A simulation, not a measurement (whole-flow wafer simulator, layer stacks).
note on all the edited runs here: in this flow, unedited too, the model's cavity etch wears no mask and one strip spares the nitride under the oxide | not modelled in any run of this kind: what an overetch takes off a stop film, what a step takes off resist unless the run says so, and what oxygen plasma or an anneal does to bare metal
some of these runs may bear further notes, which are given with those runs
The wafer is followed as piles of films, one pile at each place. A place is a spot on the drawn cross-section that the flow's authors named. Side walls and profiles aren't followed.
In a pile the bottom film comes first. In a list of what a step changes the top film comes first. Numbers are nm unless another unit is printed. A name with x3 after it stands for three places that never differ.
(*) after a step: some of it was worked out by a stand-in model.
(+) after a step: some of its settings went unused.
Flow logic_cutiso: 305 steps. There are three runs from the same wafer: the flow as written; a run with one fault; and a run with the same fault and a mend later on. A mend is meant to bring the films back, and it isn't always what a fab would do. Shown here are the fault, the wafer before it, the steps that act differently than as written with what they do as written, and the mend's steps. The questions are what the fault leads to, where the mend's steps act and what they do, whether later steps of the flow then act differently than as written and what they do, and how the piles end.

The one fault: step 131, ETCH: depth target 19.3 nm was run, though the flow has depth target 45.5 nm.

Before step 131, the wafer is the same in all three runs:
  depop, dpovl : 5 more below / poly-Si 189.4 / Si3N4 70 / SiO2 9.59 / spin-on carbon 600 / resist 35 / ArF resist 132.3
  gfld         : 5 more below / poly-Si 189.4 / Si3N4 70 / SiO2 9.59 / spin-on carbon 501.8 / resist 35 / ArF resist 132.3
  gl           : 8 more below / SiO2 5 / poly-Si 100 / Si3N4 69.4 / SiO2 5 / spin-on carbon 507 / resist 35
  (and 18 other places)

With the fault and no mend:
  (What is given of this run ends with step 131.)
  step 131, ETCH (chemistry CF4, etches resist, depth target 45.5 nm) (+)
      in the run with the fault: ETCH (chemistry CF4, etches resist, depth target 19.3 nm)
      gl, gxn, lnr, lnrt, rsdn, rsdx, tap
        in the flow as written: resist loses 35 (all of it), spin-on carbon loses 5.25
        in the run with the fault: resist loses 19.3
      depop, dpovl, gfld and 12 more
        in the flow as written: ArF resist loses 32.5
        in the run with the fault: ArF resist loses 13.8
  After step 131, at depop, dpovl, gfld and 19 more, the piles differ from the flow's by more than 2% or 0.5 nm, whichever is larger.
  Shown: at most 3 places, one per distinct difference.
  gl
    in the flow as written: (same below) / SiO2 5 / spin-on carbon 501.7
    in the run with the fault: (same below) / SiO2 5 / spin-on carbon 507 / resist 15.7
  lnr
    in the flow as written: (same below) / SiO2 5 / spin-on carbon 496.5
    in the run with the fault: (same below) / SiO2 5 / spin-on carbon 501.8 / resist 15.7
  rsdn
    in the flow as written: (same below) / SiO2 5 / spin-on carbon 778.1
    in the run with the fault: (same below) / SiO2 5 / spin-on carbon 783.3 / resist 15.7

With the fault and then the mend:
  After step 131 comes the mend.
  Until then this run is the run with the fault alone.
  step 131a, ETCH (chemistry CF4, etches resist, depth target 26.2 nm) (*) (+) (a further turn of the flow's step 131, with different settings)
      depop, dpovl, gfld and 12 more
        ArF resist loses 16.8
      gl, gxn, rsdn, rsdx, tap
        resist loses 15.7 (all of it), spin-on carbon loses 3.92
      lnr, lnrt
        resist loses 15.7 (all of it), spin-on carbon loses 3.93
  None of the later steps of the flow differs from how it acts as written, at any place that is followed, by more than 2% or 0.5 nm, whichever is larger.
  The piles end the same as the flow's at every place that both follow.
